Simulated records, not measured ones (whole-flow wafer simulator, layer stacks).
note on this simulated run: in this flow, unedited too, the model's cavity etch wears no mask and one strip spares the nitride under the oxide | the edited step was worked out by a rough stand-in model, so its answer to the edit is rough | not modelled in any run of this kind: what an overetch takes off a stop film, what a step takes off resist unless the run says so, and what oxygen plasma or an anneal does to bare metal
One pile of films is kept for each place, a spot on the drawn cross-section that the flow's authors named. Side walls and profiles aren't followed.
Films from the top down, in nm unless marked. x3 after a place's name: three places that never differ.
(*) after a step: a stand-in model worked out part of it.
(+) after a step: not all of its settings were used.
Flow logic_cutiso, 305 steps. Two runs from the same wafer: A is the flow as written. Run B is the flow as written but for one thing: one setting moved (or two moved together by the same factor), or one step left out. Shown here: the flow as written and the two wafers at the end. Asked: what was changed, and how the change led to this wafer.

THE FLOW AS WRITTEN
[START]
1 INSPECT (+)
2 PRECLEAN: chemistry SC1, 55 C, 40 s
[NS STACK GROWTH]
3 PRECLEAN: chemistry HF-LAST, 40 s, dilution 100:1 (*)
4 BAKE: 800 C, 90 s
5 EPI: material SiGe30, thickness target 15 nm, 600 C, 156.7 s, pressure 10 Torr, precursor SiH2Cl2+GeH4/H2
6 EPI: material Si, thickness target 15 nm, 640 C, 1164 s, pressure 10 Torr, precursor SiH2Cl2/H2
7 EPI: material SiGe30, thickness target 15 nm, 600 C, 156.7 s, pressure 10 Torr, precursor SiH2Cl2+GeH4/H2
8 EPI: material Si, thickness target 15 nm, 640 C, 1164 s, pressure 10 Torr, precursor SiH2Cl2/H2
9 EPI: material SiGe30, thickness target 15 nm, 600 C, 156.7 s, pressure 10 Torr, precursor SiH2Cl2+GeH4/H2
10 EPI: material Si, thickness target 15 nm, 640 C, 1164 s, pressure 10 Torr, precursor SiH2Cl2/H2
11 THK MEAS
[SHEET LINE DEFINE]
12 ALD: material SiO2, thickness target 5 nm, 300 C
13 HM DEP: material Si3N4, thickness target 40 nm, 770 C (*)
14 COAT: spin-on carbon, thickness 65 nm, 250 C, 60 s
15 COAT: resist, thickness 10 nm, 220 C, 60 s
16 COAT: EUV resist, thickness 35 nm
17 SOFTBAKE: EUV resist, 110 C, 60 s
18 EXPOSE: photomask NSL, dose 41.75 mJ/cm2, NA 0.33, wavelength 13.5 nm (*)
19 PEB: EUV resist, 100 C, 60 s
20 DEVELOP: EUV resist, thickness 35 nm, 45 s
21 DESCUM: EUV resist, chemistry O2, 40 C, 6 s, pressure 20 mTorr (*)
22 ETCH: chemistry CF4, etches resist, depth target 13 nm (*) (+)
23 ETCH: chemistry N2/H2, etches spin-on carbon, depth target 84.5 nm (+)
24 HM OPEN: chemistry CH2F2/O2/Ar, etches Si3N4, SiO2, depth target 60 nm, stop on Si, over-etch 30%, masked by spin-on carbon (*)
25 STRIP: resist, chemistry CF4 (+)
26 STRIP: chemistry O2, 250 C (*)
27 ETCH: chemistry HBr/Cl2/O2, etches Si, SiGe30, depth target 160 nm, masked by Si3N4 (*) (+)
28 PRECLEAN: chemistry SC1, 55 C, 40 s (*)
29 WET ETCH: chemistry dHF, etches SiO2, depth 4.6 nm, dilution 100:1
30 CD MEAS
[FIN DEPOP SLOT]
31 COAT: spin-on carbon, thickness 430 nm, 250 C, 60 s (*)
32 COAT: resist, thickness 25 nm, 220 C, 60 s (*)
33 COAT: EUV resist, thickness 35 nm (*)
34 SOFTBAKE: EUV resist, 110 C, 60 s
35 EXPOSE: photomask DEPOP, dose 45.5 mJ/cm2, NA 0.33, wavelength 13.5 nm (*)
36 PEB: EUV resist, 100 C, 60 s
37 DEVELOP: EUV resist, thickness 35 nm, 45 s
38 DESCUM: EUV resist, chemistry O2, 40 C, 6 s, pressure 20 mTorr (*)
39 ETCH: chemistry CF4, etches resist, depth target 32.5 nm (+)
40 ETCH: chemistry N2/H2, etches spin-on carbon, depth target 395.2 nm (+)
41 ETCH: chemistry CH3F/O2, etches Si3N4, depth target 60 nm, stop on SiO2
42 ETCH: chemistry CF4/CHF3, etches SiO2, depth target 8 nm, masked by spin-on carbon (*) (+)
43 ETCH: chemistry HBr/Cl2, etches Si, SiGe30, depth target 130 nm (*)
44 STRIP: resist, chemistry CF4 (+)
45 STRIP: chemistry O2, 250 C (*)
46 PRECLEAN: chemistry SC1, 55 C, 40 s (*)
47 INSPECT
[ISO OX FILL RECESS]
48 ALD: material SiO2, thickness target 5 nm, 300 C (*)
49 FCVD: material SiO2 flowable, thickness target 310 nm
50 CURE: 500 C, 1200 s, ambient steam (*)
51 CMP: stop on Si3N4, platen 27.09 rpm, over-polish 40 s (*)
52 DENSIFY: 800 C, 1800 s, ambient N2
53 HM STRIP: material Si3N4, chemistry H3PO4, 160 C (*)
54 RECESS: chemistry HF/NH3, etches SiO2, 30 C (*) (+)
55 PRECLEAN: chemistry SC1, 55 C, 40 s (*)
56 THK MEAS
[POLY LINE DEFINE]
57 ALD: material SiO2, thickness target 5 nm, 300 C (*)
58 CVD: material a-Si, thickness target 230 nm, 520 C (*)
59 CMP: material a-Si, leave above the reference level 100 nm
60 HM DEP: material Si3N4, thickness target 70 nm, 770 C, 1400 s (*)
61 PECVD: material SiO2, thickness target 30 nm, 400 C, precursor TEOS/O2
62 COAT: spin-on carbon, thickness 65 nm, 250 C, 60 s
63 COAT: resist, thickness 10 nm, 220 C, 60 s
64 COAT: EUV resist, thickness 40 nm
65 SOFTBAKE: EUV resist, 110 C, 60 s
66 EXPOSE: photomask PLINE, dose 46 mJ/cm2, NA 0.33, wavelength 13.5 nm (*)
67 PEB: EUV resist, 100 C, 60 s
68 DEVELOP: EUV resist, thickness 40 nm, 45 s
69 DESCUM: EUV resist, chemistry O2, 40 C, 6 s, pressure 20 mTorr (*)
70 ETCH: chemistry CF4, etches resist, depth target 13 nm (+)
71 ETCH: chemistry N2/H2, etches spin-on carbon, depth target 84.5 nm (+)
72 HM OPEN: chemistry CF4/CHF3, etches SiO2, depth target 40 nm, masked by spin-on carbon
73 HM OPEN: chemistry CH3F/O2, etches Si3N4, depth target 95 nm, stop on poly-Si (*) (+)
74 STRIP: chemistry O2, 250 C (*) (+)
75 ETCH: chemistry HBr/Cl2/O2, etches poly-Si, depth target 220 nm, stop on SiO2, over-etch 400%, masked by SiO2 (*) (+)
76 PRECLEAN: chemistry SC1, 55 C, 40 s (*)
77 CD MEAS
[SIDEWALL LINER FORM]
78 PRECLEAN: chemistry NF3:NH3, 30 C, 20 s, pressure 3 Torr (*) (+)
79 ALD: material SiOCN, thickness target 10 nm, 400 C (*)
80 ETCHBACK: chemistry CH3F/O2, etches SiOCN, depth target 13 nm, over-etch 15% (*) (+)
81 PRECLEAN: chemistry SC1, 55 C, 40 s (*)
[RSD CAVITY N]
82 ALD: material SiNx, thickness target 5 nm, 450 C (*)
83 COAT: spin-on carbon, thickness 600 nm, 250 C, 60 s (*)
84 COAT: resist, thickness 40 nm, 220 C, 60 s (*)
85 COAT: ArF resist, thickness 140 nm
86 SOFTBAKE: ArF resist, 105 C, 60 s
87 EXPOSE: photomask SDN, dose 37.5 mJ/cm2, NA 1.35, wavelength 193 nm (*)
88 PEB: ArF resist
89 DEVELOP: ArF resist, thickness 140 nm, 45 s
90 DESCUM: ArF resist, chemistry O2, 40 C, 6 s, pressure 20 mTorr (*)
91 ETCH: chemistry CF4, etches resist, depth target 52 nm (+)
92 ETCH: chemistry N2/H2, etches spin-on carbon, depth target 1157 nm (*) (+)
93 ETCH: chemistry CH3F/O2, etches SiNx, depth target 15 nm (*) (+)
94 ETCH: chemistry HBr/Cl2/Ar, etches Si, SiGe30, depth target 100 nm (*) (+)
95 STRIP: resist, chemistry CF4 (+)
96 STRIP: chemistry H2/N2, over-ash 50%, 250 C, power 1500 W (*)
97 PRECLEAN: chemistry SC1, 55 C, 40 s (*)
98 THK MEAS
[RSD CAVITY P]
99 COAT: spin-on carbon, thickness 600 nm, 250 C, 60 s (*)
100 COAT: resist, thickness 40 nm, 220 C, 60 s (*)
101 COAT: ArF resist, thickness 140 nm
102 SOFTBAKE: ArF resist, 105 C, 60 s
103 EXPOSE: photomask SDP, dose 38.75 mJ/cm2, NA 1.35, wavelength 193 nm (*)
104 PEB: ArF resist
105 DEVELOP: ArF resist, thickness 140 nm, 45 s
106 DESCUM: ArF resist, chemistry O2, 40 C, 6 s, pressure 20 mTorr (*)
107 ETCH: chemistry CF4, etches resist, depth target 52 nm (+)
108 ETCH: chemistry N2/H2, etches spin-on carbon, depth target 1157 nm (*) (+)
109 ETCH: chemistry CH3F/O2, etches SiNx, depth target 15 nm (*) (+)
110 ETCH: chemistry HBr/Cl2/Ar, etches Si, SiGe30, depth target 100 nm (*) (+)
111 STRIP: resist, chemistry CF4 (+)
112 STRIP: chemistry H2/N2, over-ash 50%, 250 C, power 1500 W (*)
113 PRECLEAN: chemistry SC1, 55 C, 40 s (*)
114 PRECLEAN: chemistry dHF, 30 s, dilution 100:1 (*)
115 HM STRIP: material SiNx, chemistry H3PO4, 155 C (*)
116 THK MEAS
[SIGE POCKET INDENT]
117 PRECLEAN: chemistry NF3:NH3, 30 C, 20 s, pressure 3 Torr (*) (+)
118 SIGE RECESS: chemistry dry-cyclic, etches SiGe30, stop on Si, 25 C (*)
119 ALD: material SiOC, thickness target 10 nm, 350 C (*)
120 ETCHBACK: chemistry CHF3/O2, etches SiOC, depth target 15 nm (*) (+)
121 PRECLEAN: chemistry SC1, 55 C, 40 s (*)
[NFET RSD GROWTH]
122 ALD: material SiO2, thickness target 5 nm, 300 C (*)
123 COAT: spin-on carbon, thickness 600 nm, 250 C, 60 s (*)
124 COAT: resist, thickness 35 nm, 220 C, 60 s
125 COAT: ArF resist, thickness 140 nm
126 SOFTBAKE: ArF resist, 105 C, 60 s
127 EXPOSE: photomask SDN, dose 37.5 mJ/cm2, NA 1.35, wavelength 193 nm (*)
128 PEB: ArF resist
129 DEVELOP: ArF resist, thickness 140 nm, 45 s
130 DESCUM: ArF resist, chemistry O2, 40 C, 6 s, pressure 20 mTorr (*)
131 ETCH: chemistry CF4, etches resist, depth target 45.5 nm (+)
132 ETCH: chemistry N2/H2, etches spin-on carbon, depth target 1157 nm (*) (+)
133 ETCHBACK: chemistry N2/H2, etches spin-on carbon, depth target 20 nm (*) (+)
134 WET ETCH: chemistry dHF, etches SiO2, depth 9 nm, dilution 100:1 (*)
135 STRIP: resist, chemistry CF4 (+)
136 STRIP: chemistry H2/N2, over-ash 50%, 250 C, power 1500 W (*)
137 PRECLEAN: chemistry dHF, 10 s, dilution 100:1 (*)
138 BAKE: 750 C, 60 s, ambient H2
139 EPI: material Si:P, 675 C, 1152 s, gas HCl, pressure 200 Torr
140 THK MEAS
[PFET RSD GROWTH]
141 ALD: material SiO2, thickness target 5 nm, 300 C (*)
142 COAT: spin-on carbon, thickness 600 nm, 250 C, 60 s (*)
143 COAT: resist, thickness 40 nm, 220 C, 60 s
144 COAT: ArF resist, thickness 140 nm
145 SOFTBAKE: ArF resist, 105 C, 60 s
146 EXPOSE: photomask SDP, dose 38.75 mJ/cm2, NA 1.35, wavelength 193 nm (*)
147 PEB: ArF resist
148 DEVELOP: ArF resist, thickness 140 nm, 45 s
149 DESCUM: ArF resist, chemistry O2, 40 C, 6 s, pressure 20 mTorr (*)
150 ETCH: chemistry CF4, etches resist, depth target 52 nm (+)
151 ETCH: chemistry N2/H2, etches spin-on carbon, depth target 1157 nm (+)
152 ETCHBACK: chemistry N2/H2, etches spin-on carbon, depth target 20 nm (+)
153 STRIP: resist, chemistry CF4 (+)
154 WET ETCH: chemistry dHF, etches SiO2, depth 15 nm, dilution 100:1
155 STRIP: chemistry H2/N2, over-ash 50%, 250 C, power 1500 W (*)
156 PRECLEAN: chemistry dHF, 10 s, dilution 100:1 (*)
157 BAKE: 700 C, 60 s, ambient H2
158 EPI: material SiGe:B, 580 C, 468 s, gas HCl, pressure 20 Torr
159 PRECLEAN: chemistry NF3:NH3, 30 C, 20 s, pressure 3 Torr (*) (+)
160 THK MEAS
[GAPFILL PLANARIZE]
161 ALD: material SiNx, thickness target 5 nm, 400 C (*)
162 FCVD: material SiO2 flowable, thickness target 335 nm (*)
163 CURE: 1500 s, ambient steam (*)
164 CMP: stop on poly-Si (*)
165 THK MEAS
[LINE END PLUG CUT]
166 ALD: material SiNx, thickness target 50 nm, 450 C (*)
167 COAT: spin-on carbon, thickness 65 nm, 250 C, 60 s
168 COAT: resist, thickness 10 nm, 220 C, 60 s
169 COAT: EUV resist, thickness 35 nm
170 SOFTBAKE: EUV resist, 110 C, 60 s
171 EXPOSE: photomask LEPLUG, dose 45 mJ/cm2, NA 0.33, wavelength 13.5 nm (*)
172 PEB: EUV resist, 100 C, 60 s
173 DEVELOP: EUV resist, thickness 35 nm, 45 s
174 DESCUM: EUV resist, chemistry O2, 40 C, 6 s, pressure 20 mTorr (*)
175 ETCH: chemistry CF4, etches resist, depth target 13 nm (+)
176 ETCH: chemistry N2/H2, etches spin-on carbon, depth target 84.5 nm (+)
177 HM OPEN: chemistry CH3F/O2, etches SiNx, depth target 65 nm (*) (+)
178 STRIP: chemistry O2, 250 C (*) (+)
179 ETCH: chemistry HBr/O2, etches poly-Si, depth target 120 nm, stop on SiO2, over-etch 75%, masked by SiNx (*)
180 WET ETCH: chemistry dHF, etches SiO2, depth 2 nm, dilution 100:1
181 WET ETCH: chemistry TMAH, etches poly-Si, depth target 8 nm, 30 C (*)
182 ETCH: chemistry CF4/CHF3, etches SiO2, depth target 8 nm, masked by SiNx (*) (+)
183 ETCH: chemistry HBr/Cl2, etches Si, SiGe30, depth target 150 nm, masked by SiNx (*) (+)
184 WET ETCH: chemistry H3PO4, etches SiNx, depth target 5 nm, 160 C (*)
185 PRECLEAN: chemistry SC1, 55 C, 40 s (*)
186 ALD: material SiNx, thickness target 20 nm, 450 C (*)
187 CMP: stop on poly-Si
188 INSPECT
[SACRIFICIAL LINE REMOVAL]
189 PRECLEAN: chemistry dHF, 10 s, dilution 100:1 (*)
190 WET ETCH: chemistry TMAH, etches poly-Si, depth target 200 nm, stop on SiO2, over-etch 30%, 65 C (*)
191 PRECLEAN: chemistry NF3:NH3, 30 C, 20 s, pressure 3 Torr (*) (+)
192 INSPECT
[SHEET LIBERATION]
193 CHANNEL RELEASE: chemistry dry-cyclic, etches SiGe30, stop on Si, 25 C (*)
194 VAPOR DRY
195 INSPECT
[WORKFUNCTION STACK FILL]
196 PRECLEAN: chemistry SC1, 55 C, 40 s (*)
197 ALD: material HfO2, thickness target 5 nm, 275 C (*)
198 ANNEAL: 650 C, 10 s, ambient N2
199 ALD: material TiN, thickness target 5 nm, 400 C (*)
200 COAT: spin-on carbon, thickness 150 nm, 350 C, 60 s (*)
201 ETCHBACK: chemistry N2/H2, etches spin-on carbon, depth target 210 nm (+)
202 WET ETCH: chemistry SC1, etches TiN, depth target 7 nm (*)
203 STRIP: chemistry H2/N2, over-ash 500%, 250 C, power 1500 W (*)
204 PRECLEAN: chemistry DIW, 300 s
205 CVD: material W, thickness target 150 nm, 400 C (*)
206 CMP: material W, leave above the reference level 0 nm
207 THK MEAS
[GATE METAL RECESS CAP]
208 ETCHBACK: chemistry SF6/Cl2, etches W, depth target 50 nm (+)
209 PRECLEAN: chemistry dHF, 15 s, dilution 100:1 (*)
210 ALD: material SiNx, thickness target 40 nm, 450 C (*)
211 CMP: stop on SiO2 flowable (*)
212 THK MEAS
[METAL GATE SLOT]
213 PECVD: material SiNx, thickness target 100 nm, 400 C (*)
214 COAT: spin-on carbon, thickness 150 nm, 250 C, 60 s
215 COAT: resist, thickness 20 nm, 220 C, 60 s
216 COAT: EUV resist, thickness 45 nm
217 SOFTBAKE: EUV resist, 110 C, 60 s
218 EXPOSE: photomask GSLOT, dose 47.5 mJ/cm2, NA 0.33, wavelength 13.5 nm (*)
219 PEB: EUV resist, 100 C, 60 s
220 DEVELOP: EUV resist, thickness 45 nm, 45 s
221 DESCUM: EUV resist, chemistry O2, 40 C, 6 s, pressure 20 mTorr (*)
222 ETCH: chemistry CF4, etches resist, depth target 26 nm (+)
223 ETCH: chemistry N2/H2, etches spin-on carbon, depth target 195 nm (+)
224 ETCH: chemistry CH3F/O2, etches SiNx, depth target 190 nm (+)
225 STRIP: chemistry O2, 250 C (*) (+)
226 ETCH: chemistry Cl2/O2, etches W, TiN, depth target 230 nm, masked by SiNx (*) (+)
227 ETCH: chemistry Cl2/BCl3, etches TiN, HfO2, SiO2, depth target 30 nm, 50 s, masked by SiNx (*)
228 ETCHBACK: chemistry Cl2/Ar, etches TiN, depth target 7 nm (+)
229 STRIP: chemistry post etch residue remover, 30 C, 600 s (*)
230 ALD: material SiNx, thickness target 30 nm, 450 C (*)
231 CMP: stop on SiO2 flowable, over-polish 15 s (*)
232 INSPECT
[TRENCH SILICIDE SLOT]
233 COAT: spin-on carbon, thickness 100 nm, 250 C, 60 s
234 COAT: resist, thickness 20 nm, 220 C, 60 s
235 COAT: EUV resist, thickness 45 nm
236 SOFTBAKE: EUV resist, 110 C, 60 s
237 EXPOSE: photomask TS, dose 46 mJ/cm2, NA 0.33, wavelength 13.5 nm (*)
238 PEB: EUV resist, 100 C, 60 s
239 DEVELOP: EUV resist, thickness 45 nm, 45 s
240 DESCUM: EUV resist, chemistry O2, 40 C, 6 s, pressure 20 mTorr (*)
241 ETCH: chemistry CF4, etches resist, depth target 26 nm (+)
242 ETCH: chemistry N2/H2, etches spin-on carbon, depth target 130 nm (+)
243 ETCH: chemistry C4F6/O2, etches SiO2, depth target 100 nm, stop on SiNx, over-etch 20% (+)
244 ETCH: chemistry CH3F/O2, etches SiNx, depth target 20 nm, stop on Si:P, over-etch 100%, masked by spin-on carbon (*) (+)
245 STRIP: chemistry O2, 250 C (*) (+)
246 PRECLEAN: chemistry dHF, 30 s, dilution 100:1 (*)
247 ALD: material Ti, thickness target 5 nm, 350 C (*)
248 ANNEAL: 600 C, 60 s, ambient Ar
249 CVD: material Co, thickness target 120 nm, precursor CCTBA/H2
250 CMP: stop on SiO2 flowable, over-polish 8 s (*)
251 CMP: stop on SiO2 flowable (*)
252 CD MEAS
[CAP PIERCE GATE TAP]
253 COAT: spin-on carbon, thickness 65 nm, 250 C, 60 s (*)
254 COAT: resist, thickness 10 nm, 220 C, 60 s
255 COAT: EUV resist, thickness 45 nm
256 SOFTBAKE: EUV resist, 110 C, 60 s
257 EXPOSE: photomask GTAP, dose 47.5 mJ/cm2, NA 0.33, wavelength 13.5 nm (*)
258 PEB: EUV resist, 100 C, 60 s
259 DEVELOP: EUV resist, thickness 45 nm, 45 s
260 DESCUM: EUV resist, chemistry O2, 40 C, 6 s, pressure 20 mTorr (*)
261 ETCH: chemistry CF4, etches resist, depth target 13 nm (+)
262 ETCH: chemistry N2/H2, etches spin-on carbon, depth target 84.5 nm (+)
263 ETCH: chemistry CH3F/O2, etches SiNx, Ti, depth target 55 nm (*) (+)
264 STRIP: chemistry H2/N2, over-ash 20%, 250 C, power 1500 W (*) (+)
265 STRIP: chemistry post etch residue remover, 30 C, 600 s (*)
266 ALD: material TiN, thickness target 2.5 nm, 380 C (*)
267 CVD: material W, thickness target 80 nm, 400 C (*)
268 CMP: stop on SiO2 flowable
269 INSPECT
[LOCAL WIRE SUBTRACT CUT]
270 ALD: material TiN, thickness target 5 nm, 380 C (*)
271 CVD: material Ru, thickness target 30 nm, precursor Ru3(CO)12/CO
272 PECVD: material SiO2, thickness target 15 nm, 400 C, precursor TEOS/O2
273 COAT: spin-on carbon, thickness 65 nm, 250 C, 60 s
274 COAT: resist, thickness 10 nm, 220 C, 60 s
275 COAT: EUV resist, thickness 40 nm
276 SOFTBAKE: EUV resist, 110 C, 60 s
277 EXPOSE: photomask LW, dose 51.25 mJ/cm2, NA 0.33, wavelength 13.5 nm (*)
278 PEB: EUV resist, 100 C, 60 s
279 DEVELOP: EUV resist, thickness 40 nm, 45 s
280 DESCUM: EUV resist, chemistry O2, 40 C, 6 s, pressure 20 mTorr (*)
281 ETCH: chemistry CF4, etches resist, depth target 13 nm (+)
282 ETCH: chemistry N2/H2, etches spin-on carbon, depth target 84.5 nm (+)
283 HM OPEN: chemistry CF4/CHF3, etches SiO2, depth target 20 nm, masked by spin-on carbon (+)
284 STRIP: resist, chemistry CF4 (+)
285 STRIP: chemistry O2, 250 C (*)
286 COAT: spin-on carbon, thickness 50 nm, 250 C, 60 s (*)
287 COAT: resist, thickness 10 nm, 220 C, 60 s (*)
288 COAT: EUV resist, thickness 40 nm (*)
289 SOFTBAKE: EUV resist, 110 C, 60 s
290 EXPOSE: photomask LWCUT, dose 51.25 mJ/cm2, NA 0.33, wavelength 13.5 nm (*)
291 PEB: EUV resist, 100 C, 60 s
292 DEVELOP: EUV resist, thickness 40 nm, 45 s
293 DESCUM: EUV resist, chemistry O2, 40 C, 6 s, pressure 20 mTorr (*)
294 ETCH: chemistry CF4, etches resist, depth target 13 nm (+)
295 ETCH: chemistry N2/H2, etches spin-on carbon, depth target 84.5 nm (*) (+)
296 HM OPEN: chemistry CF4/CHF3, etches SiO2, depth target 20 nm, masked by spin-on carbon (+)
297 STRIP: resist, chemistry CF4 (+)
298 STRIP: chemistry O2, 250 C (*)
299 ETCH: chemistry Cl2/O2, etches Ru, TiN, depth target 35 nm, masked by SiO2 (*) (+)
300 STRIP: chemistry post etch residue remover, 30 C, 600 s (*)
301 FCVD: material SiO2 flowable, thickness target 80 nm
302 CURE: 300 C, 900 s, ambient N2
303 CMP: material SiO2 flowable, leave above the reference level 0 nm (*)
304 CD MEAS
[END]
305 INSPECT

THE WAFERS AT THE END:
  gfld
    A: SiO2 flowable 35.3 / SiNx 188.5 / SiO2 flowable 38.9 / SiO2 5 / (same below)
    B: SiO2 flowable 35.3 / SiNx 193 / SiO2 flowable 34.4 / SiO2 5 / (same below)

The cause: step 227, ETCH: depth target 34.5 nm was run, where the flow has depth target 30 nm.

How the change led to this, step by step:
  227 ETCH: chemistry Cl2/BCl3, etches TiN, HfO2, SiO2, depth target 30 nm, 50 s, masked by SiNx (*)
      gfld: A HfO2 -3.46 (all of it), SiO2 flowable -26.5 | B HfO2 -3.46 (all of it), SiO2 flowable -31
